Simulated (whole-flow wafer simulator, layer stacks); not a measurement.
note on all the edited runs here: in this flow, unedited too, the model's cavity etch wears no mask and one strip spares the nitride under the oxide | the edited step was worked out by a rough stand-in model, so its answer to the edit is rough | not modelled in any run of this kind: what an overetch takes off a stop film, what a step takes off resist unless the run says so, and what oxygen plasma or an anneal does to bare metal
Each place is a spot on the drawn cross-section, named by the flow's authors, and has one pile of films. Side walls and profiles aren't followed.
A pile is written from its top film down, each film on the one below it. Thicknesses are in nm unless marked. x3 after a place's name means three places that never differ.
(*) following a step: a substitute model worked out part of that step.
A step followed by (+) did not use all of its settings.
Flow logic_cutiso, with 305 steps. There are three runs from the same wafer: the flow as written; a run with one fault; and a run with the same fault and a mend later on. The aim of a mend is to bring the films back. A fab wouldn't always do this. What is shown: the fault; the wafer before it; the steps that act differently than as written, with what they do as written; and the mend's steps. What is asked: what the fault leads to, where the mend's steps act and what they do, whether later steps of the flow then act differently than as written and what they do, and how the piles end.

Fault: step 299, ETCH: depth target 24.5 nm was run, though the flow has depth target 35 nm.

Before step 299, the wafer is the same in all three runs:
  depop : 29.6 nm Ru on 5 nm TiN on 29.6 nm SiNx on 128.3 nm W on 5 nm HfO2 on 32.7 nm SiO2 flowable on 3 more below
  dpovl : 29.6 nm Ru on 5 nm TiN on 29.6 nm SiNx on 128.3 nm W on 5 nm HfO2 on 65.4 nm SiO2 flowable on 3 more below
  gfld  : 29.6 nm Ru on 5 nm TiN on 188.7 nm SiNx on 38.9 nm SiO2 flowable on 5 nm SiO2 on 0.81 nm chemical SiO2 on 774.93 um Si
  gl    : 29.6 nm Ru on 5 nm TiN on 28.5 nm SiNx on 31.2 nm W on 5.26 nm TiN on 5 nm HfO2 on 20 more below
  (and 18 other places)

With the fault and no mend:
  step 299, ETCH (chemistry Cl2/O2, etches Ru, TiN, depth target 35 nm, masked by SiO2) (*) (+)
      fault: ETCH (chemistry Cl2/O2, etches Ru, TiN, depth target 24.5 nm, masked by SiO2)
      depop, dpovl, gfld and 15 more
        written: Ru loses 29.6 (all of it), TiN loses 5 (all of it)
        fault: Ru loses 24.5
  Steps further on in the flow that do not act as written (not shown: 1 more step that differs only slightly, by at most 2% or 0.5 nm, whichever is larger):
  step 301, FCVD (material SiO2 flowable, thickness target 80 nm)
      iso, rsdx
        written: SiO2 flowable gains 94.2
        fault: SiO2 flowable gains 91.4 (new film)
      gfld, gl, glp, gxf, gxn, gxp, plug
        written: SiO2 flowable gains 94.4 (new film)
        fault: SiO2 flowable gains 91.4 (new film)
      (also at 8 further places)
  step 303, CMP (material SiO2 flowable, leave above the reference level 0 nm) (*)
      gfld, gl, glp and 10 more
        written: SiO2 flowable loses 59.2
        fault: SiO2 flowable loses 66.5
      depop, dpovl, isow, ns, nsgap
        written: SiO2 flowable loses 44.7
        fault: SiO2 flowable loses 55.1
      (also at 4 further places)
  By the end, the piles at depop, dpovl, gfld and 15 more depart from the flow's by more than 2% or 0.5 nm, whichever is larger.
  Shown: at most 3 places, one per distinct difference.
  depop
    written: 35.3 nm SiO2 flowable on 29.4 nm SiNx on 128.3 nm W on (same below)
    fault: 24.9 nm SiO2 flowable on 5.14 nm Ru on 5 nm TiN on 29.6 nm SiNx on 128.3 nm W on (same below)
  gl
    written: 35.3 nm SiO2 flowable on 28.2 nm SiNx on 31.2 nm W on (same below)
    fault: 24.9 nm SiO2 flowable on 5.14 nm Ru on 5 nm TiN on 28.5 nm SiNx on 31.2 nm W on (same below)
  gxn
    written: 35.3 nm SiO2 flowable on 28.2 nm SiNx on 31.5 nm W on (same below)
    fault: 24.9 nm SiO2 flowable on 5.14 nm Ru on 5 nm TiN on 28.5 nm SiNx on 31.5 nm W on (same below)

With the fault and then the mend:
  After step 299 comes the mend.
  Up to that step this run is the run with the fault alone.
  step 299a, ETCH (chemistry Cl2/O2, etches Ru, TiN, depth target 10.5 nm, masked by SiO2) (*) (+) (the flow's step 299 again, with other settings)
      depop, dpovl, gfld and 14 more
        Ru loses 5.14 (all of it), TiN loses 5 (all of it)
      lnrt, rsdn, rsdp, tap
        SiO2 loses 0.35
      rsdw
        Ru loses 5.15 (all of it), TiN loses 5 (all of it)
  Later steps of the flow that are run all act as written at every place that is followed.
  At every place that both follow, the piles at the end match the flow's.
